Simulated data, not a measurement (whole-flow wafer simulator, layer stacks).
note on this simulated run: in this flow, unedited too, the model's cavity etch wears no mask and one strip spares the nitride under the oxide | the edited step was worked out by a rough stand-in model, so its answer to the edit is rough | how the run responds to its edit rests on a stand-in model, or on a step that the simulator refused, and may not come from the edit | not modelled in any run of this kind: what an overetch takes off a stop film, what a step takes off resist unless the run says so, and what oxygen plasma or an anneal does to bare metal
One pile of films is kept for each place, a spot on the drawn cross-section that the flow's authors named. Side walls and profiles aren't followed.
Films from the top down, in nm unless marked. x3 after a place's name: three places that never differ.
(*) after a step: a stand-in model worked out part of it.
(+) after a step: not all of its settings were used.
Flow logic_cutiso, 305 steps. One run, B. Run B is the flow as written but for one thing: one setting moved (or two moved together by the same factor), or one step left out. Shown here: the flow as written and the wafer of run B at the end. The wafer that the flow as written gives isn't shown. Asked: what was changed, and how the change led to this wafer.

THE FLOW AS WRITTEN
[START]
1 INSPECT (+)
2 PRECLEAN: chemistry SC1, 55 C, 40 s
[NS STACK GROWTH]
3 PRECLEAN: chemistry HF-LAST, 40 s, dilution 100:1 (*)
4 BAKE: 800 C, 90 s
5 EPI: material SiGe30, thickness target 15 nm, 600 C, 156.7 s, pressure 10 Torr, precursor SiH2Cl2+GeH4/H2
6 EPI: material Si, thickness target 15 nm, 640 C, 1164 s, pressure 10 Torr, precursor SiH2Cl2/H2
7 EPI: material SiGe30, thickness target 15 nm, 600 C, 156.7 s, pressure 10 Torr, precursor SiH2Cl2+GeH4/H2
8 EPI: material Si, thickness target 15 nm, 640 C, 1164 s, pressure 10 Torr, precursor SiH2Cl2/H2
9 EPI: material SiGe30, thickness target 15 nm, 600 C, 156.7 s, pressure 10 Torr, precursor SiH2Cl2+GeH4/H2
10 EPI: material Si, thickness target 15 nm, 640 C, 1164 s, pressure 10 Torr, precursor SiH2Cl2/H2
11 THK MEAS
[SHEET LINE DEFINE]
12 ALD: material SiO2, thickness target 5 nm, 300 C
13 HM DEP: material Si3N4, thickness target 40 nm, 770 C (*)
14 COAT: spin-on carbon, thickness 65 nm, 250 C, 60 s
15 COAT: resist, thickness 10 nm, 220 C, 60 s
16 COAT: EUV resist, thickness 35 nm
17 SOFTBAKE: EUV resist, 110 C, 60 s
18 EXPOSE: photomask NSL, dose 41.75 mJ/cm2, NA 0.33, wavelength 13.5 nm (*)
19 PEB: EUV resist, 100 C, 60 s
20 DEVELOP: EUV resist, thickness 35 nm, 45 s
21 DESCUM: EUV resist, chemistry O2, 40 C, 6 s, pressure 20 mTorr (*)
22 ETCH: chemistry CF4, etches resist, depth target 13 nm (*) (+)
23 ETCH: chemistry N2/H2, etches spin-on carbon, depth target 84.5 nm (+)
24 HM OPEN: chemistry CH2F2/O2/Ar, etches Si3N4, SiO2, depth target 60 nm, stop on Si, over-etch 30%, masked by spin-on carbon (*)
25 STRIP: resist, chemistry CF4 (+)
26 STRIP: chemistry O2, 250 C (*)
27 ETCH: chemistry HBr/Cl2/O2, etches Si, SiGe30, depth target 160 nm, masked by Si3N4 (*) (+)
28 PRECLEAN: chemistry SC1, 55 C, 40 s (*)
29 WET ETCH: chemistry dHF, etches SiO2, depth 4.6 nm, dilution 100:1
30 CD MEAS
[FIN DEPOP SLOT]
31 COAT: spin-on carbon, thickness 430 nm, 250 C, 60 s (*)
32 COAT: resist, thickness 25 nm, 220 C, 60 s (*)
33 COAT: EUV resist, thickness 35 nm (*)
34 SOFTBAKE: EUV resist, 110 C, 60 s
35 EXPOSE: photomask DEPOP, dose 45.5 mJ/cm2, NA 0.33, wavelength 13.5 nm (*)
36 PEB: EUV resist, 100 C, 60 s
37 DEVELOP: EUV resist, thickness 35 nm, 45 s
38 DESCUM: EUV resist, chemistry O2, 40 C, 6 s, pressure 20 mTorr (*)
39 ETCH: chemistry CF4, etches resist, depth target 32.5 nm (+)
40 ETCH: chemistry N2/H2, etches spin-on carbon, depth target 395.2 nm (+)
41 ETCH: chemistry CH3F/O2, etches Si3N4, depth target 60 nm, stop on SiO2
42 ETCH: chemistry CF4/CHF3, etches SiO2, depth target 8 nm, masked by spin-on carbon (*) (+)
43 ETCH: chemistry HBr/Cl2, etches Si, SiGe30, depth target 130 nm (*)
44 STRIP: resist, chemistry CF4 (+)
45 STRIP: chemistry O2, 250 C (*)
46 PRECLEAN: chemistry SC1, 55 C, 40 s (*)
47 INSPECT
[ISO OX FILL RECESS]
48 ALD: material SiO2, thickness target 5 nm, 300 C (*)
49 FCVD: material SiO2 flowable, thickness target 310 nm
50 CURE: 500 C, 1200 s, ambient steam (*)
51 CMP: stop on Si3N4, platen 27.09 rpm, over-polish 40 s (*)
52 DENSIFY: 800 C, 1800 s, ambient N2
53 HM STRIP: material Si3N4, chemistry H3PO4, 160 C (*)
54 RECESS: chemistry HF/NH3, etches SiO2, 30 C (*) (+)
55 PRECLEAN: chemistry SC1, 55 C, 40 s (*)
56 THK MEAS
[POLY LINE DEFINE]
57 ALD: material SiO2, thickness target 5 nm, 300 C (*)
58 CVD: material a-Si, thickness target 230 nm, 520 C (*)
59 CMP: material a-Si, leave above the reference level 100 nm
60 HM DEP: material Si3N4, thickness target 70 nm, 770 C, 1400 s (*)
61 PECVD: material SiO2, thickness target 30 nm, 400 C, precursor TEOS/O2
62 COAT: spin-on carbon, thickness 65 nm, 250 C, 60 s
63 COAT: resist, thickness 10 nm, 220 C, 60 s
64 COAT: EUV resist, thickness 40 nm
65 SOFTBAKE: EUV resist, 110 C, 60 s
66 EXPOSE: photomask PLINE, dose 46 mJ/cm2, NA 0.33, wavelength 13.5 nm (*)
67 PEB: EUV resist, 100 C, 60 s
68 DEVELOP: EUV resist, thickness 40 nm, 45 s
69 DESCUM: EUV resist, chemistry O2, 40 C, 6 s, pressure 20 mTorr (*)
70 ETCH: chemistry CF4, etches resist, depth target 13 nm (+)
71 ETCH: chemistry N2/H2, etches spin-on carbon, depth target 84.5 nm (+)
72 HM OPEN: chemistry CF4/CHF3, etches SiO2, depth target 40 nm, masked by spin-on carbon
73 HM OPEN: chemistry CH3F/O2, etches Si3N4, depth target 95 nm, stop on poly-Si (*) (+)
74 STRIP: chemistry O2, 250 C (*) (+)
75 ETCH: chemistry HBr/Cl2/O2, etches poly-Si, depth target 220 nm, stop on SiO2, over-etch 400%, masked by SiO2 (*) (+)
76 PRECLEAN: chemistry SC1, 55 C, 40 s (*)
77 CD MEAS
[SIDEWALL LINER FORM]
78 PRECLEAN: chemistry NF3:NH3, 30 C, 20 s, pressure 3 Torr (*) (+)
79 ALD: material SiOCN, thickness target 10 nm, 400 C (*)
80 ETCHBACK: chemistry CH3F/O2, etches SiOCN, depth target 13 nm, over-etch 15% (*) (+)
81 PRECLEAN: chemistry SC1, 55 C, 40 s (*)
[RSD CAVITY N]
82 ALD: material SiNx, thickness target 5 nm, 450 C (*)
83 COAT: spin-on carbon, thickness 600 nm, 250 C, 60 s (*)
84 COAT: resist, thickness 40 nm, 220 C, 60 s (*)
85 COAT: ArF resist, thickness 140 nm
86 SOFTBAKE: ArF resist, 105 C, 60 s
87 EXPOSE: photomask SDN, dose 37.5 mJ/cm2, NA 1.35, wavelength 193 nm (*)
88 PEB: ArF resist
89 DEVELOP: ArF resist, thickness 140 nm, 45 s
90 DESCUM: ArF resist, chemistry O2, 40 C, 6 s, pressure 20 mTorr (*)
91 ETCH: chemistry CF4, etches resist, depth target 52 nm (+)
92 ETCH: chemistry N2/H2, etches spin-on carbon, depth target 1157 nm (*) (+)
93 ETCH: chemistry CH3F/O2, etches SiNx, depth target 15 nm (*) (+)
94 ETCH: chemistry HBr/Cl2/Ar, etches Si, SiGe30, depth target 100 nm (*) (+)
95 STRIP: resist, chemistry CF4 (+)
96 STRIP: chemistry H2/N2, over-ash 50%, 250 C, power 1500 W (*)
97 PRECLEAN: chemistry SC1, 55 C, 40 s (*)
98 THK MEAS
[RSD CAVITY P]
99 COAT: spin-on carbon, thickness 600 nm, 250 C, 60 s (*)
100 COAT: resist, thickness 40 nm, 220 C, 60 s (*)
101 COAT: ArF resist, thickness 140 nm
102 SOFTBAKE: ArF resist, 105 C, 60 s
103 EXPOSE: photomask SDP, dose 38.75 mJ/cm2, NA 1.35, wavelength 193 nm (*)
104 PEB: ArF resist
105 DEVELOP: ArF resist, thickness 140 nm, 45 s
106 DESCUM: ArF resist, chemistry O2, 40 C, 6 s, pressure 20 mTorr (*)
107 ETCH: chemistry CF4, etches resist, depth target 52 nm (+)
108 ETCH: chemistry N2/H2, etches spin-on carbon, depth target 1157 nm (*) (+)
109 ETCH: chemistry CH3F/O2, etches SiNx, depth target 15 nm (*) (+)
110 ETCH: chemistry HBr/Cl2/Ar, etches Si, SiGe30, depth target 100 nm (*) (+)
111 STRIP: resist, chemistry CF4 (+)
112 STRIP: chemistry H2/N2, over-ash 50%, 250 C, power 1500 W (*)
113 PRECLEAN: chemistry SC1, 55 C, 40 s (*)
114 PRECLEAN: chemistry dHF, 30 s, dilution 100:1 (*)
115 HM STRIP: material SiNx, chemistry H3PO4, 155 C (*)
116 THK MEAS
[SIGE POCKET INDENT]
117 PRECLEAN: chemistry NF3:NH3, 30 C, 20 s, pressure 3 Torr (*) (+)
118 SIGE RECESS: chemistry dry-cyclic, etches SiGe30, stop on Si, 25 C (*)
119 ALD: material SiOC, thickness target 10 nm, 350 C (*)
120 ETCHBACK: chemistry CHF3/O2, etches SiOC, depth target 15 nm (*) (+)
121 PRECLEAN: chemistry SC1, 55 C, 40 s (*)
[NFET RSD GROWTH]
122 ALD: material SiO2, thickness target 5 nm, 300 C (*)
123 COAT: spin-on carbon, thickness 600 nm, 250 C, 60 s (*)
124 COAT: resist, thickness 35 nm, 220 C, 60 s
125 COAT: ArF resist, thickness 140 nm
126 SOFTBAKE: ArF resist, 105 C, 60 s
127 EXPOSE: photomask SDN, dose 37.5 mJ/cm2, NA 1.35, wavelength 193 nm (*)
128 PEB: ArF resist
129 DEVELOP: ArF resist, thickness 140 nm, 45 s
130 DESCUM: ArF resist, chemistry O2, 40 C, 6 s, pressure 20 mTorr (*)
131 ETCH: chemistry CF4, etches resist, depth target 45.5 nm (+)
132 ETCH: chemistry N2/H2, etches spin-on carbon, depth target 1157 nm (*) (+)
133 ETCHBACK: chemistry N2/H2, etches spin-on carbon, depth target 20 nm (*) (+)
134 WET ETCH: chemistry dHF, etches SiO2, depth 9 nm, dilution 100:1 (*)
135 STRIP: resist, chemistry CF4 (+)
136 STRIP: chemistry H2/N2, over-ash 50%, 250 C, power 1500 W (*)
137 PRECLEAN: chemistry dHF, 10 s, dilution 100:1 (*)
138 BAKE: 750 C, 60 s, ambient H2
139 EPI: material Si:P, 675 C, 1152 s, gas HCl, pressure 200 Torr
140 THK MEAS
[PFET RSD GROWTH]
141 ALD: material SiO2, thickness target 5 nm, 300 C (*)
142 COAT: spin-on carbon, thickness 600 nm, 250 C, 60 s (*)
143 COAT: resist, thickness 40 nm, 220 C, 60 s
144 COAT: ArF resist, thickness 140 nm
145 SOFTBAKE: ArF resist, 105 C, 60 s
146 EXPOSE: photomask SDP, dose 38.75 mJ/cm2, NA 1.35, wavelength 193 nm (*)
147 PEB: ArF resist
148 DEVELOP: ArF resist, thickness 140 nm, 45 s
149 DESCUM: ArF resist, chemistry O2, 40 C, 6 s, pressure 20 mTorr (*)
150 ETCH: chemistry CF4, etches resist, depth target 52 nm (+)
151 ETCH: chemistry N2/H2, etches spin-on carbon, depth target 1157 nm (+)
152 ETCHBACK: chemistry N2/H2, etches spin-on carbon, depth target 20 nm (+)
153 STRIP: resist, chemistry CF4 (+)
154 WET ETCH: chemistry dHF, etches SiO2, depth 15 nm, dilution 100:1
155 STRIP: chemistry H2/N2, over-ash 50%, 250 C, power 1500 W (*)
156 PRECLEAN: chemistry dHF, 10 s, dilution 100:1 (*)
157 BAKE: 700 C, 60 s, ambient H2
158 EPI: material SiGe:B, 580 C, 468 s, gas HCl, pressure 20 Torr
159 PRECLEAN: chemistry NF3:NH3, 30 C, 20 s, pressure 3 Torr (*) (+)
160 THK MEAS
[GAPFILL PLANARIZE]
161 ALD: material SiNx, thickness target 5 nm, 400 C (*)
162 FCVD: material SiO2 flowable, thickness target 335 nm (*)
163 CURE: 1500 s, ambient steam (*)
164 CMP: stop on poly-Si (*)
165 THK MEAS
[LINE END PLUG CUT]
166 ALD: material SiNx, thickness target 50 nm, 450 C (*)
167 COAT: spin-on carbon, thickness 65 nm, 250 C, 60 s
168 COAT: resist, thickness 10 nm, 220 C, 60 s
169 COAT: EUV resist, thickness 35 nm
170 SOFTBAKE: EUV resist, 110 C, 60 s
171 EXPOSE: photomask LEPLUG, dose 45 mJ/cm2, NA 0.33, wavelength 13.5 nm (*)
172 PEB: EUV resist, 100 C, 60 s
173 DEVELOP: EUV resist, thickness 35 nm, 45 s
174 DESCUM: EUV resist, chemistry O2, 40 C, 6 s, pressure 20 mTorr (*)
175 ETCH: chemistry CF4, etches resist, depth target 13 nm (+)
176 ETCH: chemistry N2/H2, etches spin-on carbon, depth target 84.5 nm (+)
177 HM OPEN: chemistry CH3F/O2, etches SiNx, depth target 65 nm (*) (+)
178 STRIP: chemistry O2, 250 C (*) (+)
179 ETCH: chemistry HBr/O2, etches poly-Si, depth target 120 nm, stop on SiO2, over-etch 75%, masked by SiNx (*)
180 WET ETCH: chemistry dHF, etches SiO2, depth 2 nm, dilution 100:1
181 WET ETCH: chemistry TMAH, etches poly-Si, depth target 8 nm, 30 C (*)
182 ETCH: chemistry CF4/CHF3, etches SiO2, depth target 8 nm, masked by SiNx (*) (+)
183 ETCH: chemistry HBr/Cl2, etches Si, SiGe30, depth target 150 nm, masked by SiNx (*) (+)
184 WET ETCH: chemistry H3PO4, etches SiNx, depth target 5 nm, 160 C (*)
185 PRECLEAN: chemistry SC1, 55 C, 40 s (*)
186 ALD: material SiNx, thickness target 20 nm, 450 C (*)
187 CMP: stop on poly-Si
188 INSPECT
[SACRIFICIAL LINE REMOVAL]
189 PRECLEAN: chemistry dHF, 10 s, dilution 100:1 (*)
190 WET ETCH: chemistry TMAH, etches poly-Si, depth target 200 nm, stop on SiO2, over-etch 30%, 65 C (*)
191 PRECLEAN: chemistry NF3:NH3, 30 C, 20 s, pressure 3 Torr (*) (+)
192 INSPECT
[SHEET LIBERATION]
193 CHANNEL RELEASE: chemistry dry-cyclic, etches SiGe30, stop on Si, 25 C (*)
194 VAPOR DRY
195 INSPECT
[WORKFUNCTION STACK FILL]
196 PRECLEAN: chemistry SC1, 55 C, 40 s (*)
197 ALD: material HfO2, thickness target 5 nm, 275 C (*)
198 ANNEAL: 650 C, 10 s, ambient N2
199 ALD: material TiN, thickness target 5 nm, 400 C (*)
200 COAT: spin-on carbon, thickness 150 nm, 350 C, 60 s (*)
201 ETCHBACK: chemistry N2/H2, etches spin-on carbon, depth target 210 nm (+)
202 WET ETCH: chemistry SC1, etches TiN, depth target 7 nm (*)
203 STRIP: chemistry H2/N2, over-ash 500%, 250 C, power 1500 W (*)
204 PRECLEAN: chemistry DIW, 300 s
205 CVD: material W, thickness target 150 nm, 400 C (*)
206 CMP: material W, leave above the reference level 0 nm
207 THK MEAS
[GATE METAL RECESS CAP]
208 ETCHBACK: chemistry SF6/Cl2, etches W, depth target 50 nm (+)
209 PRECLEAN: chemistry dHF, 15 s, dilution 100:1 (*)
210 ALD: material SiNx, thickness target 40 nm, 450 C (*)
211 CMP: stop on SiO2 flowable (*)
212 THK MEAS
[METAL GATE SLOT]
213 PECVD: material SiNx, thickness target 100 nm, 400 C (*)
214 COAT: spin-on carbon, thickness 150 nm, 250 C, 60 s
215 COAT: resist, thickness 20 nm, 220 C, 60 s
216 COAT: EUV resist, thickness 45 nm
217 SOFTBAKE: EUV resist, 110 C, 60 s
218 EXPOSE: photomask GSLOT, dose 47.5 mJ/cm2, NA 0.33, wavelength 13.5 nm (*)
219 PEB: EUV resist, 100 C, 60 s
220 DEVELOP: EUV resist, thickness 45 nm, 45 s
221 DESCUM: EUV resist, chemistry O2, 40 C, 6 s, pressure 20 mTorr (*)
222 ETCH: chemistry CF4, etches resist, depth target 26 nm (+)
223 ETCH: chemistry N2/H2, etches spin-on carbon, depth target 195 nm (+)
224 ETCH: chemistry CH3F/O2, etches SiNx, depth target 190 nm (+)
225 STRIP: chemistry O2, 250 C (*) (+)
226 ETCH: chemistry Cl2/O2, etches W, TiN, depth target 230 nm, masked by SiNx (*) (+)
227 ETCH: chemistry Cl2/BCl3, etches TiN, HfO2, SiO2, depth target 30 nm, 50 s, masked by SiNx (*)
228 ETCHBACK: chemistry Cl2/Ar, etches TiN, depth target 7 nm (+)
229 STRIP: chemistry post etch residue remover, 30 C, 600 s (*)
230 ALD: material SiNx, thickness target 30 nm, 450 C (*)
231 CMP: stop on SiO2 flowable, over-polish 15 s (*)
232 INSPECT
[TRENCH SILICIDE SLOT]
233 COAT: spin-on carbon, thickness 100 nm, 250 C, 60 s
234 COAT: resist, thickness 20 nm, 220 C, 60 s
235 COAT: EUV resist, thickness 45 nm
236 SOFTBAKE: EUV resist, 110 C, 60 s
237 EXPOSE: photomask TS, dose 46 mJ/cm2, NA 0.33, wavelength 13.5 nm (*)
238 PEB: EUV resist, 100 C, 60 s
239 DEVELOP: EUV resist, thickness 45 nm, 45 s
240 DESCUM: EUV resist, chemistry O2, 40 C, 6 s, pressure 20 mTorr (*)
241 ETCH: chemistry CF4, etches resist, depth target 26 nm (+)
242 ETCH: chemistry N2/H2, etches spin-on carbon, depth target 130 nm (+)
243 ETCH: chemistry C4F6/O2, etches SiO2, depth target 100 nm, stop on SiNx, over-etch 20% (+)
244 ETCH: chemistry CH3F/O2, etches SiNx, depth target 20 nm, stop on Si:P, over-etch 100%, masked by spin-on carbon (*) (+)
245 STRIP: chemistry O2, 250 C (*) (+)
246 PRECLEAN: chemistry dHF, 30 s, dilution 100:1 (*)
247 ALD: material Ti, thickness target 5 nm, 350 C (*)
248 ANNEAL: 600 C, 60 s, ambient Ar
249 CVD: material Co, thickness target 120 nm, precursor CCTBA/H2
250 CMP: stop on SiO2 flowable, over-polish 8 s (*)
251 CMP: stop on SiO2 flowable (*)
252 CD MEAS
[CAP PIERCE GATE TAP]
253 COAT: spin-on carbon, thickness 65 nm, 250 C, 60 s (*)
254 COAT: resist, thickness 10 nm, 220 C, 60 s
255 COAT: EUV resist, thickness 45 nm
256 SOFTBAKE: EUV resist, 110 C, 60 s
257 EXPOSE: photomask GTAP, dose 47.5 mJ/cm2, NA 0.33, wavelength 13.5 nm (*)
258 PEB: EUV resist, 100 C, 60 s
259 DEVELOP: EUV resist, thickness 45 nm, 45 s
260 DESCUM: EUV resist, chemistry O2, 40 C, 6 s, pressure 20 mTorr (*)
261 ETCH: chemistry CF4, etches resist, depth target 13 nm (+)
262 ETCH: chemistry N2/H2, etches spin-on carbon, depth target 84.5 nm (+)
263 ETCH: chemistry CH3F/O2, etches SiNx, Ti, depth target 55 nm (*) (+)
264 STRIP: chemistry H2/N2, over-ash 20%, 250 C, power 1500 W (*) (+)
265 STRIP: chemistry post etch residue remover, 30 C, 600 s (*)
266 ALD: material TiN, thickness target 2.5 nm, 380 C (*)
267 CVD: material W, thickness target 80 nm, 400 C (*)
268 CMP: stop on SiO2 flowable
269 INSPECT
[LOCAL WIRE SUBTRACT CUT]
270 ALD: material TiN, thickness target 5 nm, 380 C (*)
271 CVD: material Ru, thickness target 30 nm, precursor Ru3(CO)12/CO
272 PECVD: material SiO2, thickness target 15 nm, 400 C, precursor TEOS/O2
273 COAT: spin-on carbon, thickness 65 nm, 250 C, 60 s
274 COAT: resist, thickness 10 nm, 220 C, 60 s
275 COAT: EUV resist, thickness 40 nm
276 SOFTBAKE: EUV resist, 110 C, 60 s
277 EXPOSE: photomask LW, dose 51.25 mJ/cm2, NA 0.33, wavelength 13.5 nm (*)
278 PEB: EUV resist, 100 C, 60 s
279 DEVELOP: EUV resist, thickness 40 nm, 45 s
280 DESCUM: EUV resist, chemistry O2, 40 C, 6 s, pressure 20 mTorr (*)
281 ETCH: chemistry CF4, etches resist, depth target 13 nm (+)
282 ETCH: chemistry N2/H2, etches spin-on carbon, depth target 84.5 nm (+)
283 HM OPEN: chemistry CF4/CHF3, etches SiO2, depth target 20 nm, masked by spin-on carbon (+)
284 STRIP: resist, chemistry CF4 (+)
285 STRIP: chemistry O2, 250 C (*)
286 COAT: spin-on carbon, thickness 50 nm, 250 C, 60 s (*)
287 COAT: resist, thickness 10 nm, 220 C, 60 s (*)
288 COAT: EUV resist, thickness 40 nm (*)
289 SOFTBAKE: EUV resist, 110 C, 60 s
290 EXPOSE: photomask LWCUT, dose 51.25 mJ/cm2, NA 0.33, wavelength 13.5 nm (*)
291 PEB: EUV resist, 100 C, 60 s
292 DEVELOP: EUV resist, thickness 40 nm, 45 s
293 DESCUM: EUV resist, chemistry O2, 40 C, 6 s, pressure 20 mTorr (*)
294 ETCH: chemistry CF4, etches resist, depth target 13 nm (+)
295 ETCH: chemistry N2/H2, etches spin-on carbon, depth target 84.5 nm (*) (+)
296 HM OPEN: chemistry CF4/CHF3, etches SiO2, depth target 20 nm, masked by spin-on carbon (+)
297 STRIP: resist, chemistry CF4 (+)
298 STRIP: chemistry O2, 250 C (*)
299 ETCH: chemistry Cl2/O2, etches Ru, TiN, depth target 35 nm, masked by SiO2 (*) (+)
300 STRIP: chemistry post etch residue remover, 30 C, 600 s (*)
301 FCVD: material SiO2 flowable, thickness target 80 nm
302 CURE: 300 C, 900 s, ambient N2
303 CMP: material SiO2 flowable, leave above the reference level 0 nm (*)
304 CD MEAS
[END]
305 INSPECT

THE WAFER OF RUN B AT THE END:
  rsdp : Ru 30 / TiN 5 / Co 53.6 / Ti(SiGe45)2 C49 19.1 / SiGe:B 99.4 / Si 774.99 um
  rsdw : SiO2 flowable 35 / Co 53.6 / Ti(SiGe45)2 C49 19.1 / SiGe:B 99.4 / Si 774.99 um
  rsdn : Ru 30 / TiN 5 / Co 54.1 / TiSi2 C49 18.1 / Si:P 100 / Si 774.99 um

The cause: step 247, ALD: thickness target 7.1 nm was run, where the flow has thickness target 5 nm.

How the change led to this, step by step:
  247 ALD: material Ti, thickness target 5 nm, 350 C (*)
      depop, dpovl, gfld and 19 more: Ti +7.1 (new film) (as written it would be: Ti +5 (new film))
  248 ANNEAL: 600 C, 60 s, ambient Ar
      rsdp, rsdw: Ti(SiGe45)2 C49 +19.1 (new film), Ti -7.1 (all of it), SiGe:B -17 (as written it would be: Ti(SiGe45) first +8.95 (new film), Ti -5 (all of it), SiGe:B -5.98)
      rsdn: TiSi2 C49 +18.1 (new film), Ti -7.1 (all of it), Si:P -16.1 (as written it would be: TiSi2 C49 +12.7 (new film), Ti -5 (all of it), Si:P -11.3)
  250 CMP: stop on SiO2 flowable, over-polish 8 s (*)
      iso: Co -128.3 (all of it), Ti -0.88 (as written it would be: Co -127.1)
      rsdx: Co -127.9 (all of it), Ti -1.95 (as written it would be: Co -127.9 (all of it))
      (and at 17 more places)
  251 CMP: stop on SiO2 flowable (*)
      iso: Ti -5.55 (as written it would be: Co -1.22 (all of it), Ti -4.34)
